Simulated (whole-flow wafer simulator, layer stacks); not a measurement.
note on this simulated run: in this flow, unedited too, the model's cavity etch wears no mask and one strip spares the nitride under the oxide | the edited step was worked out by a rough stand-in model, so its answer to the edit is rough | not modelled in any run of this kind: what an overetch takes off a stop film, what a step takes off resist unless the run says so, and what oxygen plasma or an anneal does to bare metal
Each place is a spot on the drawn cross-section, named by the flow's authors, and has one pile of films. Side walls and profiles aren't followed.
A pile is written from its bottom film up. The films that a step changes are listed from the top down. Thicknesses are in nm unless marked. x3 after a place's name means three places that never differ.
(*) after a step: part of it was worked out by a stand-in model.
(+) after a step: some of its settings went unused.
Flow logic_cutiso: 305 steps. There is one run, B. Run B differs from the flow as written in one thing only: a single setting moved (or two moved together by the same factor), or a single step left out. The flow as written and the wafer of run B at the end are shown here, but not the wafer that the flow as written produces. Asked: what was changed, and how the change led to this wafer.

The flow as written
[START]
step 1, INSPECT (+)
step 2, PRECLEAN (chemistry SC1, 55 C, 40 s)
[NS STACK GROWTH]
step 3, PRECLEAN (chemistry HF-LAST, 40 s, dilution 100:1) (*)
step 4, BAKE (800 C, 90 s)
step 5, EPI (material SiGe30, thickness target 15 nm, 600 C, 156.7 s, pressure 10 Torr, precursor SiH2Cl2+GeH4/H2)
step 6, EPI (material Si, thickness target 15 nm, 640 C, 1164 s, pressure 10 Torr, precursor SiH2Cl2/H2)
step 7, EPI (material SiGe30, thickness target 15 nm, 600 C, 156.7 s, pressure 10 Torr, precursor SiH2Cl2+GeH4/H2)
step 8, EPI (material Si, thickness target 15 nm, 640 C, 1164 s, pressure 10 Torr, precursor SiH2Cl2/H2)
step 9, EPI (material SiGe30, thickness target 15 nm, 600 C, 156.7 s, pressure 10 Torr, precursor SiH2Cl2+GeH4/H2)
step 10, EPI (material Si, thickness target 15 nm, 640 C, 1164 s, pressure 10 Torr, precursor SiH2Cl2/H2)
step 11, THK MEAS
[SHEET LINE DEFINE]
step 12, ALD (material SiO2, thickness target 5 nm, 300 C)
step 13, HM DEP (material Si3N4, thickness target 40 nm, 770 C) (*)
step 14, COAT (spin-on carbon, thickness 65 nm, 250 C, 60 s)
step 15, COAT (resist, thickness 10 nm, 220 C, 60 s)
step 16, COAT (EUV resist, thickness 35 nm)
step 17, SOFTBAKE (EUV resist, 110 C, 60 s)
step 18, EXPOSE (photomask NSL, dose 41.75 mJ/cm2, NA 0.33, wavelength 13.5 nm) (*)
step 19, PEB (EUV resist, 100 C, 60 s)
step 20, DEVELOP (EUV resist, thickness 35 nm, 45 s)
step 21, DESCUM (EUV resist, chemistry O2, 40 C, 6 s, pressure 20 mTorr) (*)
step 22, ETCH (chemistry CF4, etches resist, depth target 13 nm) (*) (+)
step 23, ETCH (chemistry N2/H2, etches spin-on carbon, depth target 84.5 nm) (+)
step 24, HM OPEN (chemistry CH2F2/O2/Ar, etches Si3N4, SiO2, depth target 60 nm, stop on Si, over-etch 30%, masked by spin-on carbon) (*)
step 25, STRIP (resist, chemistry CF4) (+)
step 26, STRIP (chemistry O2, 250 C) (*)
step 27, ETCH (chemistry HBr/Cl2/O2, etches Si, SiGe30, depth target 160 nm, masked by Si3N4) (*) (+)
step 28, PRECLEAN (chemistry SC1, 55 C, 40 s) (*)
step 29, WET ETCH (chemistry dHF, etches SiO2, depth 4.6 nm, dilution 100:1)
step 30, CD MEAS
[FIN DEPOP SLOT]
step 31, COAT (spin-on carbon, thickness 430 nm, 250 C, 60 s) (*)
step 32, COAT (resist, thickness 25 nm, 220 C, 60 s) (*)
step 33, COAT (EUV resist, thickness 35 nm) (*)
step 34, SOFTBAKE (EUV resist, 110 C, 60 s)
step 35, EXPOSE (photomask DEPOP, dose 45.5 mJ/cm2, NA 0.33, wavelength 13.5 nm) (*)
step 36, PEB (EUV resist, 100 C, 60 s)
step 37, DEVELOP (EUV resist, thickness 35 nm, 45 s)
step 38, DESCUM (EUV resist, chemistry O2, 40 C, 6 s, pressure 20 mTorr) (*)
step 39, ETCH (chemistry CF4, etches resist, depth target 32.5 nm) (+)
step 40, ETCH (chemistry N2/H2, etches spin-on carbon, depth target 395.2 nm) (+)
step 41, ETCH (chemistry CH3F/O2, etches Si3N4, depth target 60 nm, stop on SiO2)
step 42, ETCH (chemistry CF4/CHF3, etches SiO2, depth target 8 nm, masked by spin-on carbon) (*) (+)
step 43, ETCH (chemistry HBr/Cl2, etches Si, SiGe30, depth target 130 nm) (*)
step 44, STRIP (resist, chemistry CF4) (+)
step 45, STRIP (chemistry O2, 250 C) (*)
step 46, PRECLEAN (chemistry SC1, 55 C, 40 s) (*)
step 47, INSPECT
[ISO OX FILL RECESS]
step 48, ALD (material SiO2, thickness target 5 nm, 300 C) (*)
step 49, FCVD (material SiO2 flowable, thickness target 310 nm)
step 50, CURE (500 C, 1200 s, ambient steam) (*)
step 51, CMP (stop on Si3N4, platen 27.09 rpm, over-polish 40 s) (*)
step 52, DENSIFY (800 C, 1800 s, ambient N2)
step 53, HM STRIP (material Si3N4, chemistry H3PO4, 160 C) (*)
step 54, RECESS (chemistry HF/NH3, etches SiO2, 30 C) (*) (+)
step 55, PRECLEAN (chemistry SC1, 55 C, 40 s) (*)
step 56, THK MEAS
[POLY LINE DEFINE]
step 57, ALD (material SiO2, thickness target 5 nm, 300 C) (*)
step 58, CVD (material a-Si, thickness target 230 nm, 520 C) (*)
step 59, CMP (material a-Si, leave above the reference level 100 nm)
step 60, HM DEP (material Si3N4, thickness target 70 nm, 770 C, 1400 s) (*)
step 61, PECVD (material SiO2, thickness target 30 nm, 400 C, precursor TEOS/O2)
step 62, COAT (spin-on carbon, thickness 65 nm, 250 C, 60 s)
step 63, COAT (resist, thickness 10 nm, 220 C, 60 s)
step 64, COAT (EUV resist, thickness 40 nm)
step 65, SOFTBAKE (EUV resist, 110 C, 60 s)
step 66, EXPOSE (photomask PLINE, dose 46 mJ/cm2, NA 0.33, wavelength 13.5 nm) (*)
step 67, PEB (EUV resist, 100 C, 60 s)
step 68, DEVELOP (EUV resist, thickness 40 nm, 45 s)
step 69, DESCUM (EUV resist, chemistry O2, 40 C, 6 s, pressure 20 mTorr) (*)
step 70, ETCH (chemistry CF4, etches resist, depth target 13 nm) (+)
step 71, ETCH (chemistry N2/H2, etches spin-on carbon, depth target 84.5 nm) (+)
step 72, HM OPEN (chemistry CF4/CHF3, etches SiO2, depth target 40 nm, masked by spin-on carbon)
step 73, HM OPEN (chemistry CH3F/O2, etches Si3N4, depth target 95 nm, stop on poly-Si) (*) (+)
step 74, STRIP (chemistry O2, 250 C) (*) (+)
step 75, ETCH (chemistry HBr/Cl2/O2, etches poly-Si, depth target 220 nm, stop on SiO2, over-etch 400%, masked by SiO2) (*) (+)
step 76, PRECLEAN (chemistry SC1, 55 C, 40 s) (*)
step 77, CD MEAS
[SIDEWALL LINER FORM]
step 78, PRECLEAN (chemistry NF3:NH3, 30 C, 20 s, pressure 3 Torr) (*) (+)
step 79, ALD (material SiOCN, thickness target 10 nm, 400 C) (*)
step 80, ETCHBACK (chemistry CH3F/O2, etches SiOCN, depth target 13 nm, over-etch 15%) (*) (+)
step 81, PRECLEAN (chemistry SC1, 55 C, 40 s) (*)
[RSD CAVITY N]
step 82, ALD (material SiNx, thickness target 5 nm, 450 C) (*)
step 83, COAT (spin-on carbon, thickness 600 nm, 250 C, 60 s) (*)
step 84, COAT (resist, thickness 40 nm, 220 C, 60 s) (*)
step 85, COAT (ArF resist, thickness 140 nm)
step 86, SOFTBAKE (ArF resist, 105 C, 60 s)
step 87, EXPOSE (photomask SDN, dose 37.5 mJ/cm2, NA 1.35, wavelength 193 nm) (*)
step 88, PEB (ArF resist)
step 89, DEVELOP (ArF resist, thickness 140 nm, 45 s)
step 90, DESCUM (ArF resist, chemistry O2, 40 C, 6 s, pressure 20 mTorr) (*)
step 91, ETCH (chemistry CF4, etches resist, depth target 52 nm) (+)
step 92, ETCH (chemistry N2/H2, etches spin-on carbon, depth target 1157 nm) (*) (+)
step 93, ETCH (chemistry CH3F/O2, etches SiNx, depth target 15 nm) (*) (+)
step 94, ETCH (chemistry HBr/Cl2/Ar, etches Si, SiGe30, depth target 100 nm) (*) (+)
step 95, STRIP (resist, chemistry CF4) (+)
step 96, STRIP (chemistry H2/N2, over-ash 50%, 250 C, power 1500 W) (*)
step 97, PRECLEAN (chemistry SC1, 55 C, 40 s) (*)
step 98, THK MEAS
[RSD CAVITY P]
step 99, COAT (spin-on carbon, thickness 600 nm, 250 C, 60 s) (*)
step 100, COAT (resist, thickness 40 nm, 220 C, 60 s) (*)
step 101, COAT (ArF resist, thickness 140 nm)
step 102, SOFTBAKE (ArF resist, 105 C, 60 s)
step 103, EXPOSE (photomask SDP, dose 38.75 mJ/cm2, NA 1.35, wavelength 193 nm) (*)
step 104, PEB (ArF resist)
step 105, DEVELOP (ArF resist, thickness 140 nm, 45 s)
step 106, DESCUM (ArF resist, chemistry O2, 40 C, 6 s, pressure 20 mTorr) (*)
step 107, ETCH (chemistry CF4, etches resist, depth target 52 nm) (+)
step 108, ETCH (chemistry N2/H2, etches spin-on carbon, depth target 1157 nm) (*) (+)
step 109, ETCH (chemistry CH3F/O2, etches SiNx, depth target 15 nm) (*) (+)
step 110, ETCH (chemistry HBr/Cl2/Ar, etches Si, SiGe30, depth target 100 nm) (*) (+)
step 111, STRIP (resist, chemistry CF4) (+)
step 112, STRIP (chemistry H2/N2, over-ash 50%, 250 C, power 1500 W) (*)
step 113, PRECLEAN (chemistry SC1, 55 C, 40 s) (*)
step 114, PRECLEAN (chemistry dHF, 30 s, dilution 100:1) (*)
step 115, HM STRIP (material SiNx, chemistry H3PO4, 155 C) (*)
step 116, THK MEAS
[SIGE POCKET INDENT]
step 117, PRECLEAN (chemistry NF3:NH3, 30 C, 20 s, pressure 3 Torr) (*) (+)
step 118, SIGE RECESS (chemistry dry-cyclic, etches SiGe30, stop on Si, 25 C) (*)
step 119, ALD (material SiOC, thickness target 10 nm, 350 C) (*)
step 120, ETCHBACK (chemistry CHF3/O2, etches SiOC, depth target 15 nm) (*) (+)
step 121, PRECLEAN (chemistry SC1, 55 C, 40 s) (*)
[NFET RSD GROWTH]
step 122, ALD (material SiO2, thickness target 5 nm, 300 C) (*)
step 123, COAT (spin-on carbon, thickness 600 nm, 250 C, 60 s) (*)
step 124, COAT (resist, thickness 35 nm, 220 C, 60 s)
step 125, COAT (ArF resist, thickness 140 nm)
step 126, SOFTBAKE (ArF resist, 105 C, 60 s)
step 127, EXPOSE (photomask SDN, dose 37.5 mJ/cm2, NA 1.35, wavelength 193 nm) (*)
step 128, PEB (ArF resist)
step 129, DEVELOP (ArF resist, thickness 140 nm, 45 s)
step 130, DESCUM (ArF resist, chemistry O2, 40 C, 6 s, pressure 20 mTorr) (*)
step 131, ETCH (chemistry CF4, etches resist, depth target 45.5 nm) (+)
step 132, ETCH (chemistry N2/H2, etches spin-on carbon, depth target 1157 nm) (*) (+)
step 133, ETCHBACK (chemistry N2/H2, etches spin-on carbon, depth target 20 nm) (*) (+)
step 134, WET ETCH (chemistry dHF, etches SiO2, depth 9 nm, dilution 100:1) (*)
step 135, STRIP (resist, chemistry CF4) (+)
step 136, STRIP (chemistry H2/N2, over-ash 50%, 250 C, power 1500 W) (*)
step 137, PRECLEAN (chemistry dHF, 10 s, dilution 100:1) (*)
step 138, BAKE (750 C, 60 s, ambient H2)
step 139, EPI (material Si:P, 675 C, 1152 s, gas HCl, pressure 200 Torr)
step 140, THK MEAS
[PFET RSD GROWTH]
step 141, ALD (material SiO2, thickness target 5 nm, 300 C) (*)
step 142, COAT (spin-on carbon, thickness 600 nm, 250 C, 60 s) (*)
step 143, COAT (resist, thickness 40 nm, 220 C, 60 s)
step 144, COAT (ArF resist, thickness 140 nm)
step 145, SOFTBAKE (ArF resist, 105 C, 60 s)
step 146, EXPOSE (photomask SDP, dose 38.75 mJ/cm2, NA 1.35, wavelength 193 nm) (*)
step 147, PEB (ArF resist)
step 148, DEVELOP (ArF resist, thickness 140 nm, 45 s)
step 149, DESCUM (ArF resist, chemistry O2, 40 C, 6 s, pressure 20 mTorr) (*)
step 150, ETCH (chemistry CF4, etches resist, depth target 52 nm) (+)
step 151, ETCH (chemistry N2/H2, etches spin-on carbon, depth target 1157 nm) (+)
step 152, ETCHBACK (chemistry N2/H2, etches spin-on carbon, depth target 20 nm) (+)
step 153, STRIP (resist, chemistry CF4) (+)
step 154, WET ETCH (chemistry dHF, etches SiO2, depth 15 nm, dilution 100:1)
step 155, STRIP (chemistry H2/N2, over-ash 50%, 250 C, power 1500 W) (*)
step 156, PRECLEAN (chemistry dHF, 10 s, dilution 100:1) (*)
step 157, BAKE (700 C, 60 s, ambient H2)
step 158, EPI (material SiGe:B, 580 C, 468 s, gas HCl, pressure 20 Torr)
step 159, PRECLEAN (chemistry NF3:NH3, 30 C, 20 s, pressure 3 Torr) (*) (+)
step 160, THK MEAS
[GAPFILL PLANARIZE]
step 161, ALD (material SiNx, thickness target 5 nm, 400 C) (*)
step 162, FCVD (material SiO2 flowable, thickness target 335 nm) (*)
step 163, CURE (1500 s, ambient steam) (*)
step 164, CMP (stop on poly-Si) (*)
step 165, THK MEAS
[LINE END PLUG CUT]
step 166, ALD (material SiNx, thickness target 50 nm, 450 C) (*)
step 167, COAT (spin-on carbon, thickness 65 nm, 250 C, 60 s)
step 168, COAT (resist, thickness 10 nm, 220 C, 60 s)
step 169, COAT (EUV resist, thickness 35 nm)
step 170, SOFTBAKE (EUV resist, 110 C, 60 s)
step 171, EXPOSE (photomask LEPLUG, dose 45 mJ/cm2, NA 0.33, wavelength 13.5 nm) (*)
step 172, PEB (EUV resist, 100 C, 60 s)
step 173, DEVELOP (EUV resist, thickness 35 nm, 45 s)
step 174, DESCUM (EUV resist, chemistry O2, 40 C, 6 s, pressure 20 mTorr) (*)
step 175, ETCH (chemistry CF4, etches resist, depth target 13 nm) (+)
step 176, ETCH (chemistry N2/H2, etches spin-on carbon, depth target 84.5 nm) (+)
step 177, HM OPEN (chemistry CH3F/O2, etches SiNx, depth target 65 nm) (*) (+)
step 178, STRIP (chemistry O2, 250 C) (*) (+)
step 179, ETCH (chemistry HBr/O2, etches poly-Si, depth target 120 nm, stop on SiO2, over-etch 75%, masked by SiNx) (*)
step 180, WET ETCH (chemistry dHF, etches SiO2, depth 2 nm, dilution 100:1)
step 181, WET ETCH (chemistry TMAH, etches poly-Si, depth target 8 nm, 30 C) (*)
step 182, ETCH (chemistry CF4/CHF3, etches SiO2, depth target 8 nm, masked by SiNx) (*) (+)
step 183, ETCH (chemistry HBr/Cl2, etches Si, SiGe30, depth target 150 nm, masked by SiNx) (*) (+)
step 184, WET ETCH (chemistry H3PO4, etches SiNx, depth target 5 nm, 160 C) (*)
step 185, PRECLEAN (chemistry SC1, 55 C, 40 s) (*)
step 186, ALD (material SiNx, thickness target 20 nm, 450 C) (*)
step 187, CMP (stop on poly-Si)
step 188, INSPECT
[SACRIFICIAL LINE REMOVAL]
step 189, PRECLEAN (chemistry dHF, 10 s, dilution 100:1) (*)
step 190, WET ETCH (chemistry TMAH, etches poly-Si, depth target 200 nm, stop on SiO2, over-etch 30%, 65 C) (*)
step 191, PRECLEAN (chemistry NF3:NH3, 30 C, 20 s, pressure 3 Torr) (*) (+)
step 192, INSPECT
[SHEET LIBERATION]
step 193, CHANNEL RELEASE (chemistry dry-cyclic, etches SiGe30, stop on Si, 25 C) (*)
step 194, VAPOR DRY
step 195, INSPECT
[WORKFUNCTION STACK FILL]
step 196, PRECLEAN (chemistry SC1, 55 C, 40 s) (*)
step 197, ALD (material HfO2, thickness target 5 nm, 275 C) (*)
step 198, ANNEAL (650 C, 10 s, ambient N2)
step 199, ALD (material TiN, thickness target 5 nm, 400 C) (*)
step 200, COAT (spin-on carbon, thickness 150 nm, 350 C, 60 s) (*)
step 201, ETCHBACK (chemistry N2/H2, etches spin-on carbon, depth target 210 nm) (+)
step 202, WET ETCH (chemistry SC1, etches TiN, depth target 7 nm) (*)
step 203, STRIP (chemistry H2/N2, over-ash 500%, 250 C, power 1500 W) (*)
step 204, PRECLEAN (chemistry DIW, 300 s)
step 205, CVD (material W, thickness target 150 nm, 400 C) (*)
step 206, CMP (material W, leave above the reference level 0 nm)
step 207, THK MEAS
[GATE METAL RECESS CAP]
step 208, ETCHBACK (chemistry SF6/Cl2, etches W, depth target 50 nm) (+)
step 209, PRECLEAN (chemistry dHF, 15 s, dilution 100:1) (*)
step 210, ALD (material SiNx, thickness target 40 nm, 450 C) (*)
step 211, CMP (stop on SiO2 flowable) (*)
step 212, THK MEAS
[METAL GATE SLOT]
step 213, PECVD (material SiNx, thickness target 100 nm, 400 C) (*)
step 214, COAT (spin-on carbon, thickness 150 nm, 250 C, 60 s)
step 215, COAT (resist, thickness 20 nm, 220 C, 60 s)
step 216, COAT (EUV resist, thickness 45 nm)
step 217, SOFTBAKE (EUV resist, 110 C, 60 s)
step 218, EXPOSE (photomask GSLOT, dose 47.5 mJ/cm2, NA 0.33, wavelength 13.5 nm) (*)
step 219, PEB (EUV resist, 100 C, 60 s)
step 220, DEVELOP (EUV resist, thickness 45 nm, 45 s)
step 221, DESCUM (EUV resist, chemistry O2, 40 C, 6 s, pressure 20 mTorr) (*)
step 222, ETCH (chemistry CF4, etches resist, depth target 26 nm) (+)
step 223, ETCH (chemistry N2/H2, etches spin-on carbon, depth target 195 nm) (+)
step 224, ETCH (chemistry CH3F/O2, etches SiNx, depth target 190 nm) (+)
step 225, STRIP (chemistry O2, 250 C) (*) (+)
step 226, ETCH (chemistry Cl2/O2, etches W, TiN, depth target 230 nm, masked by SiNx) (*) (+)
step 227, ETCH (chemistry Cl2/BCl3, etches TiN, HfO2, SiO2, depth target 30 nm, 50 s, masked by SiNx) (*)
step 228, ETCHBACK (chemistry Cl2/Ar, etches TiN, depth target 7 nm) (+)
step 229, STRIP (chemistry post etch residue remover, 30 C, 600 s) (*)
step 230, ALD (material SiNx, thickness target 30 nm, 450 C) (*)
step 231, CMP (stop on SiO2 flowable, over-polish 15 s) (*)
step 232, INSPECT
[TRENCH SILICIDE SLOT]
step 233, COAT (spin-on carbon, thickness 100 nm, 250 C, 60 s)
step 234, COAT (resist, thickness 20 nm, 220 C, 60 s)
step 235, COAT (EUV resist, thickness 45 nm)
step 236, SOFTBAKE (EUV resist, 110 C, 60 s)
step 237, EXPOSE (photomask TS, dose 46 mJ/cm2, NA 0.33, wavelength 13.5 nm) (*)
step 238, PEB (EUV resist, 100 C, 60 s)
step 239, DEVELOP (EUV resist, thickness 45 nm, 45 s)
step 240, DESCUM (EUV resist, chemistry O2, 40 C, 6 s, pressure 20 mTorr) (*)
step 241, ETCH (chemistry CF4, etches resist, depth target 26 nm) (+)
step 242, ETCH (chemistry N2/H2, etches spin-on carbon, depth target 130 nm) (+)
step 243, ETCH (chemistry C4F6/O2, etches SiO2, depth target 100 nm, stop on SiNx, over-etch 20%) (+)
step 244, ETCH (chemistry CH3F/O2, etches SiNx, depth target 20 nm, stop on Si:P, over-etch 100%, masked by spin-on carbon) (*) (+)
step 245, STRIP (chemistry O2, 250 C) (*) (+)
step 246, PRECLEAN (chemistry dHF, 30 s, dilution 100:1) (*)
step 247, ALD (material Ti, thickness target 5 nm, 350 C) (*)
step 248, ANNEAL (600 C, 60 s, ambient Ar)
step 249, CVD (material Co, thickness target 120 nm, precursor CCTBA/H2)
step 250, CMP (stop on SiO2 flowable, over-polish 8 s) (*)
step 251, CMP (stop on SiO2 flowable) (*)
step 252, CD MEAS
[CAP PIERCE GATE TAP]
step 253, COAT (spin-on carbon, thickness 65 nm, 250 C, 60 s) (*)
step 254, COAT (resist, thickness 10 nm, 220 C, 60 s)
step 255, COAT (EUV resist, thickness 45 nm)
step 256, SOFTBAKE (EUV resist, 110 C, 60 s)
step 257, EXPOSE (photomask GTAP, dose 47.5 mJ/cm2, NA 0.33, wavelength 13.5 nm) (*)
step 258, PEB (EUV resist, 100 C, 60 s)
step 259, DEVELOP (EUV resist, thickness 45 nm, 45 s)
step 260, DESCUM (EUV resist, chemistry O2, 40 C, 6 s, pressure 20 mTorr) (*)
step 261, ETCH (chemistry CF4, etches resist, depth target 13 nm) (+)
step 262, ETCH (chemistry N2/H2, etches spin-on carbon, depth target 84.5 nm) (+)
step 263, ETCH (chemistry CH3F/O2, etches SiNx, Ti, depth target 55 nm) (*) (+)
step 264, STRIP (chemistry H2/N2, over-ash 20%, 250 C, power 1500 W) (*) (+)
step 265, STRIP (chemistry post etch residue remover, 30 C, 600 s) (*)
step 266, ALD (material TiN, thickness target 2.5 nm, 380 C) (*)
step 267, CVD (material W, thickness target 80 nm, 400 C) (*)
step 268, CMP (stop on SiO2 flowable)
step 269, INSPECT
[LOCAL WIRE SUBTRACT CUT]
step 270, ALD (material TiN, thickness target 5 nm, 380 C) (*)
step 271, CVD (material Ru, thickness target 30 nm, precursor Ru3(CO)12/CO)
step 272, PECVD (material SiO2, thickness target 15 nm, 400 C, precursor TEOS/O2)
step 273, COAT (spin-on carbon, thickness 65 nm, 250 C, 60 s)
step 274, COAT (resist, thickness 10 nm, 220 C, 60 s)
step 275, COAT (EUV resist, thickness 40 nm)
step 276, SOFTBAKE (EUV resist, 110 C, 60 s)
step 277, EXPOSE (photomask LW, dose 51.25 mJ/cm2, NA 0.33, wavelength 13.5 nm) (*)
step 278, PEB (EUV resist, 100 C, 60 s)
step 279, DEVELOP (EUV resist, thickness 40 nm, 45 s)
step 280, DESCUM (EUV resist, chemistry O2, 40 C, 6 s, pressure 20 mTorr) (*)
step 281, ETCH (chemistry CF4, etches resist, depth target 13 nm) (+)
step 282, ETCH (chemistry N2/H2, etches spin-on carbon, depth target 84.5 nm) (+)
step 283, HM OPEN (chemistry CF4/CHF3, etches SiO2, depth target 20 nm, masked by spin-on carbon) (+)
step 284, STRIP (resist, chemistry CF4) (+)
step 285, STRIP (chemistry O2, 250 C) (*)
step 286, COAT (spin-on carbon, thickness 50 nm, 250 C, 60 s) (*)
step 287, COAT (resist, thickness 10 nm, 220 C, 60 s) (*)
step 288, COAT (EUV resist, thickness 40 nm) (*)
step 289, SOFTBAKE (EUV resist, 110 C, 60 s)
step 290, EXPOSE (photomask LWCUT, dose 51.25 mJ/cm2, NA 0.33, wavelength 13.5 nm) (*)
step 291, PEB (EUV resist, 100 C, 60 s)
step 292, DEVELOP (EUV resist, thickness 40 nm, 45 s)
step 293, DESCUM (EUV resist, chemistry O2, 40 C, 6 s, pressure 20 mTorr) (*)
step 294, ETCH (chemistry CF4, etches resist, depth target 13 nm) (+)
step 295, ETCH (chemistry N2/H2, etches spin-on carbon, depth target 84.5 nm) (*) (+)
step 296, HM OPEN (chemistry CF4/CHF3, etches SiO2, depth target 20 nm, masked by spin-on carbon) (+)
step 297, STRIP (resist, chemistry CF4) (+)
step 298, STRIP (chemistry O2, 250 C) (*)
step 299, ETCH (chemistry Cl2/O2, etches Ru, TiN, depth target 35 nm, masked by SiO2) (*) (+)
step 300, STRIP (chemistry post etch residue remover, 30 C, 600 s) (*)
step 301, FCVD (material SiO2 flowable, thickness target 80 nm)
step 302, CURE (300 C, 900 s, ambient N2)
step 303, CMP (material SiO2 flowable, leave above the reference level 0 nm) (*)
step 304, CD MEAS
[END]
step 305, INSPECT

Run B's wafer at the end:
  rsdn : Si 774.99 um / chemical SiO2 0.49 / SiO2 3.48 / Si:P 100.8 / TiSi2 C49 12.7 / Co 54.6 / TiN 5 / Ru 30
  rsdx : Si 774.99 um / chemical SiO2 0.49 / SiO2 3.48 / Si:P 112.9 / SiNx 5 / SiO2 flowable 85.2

Cause: step 132, ETCH: depth target 578.5 nm was run, though the flow has depth target 1157 nm.

How this came from the change, step by step:
  step 132, ETCH (chemistry N2/H2, etches spin-on carbon, depth target 1157 nm) (*) (+)
      gl, tap: -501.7 spin-on carbon (all of it), -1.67 SiO2 (in the flow as written it would be: -501.7 spin-on carbon (all of it), -5 SiO2 (all of it), -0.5 Si3N4)
      lnr, lnrt: -496.5 spin-on carbon (all of it), -1.78 SiO2 (in the flow as written it would be: -496.5 spin-on carbon (all of it), -5 SiO2 (all of it), -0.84 SiOCN)
      (also at 18 further places)
  step 133, ETCHBACK (chemistry N2/H2, etches spin-on carbon, depth target 20 nm) (*) (+)
      gl, tap: -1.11 SiO2 (in the flow as written it would be: -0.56 Si3N4)
      lnr, lnrt: -1.11 SiO2 (in the flow as written it would be: -0.83 SiOCN)
      (also at 3 further places)
  step 134, WET ETCH (chemistry dHF, etches SiO2, depth 9 nm, dilution 100:1) (*)
      gl, tap: -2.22 SiO2 (all of it), -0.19 Si3N4 (in the flow as written it would be: -0.34 Si3N4)
      lnr, lnrt: -2.11 SiO2 (all of it), -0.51 SiOCN (in the flow as written it would be: -0.51 SiOCN)
      (also at 3 further places)
  step 135, STRIP (resist, chemistry CF4) (+)
      depop, dpovl, gfld and 12 more: -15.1 resist (all of it) (in the flow as written it would be: -7.93 resist (all of it))
      lnr, lnrt: -12.7 SiOCN (in the flow as written it would be: -6.67 SiOCN)
      (also at 3 further places)
  step 136, STRIP (chemistry H2/N2, over-ash 50%, 250 C, power 1500 W) (*)
      rsdn, rsdx: -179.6 spin-on carbon (all of it) (in the flow as written it would be: nothing)
  step 137, PRECLEAN (chemistry dHF, 10 s, dilution 100:1) (*)
      rsdn, rsdx: -1.52 SiO2 (in the flow as written it would be: nothing)
  step 139, EPI (material Si:P, 675 C, 1152 s, gas HCl, pressure 200 Torr)
      rsdn, rsdx: +112.9 Si:P (new film) (in the flow as written it would be: +116.9 Si:P (new film))
  step 141, ALD (material SiO2, thickness target 5 nm, 300 C) (*)
      gxn: +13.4 SiO2 (new film) (in the flow as written it would be: +10.1 SiO2 (new film))
  step 162, FCVD (material SiO2 flowable, thickness target 335 nm) (*)
      gl: +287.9 SiO2 flowable (new film) (in the flow as written it would be: +278.2 SiO2 flowable (new film))
      tap: +287.8 SiO2 flowable (new film) (in the flow as written it would be: +278.1 SiO2 flowable (new film))
  step 164, CMP (stop on poly-Si) (*)
      lnr, lnrt: -265 SiO2 flowable (all of it), -5 SiNx (all of it), -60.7 SiOCN (in the flow as written it would be: -260.9 SiO2 flowable (all of it), -5 SiNx (all of it), -65.1 SiOCN)
      gl: -280.4 SiO2 flowable (all of it), -5 SiNx (all of it), -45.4 Si3N4 (all of it) (in the flow as written it would be: -270.7 SiO2 flowable (all of it), -5 SiNx (all of it), -55.3 Si3N4 (all of it))
      (also at 2 further places)
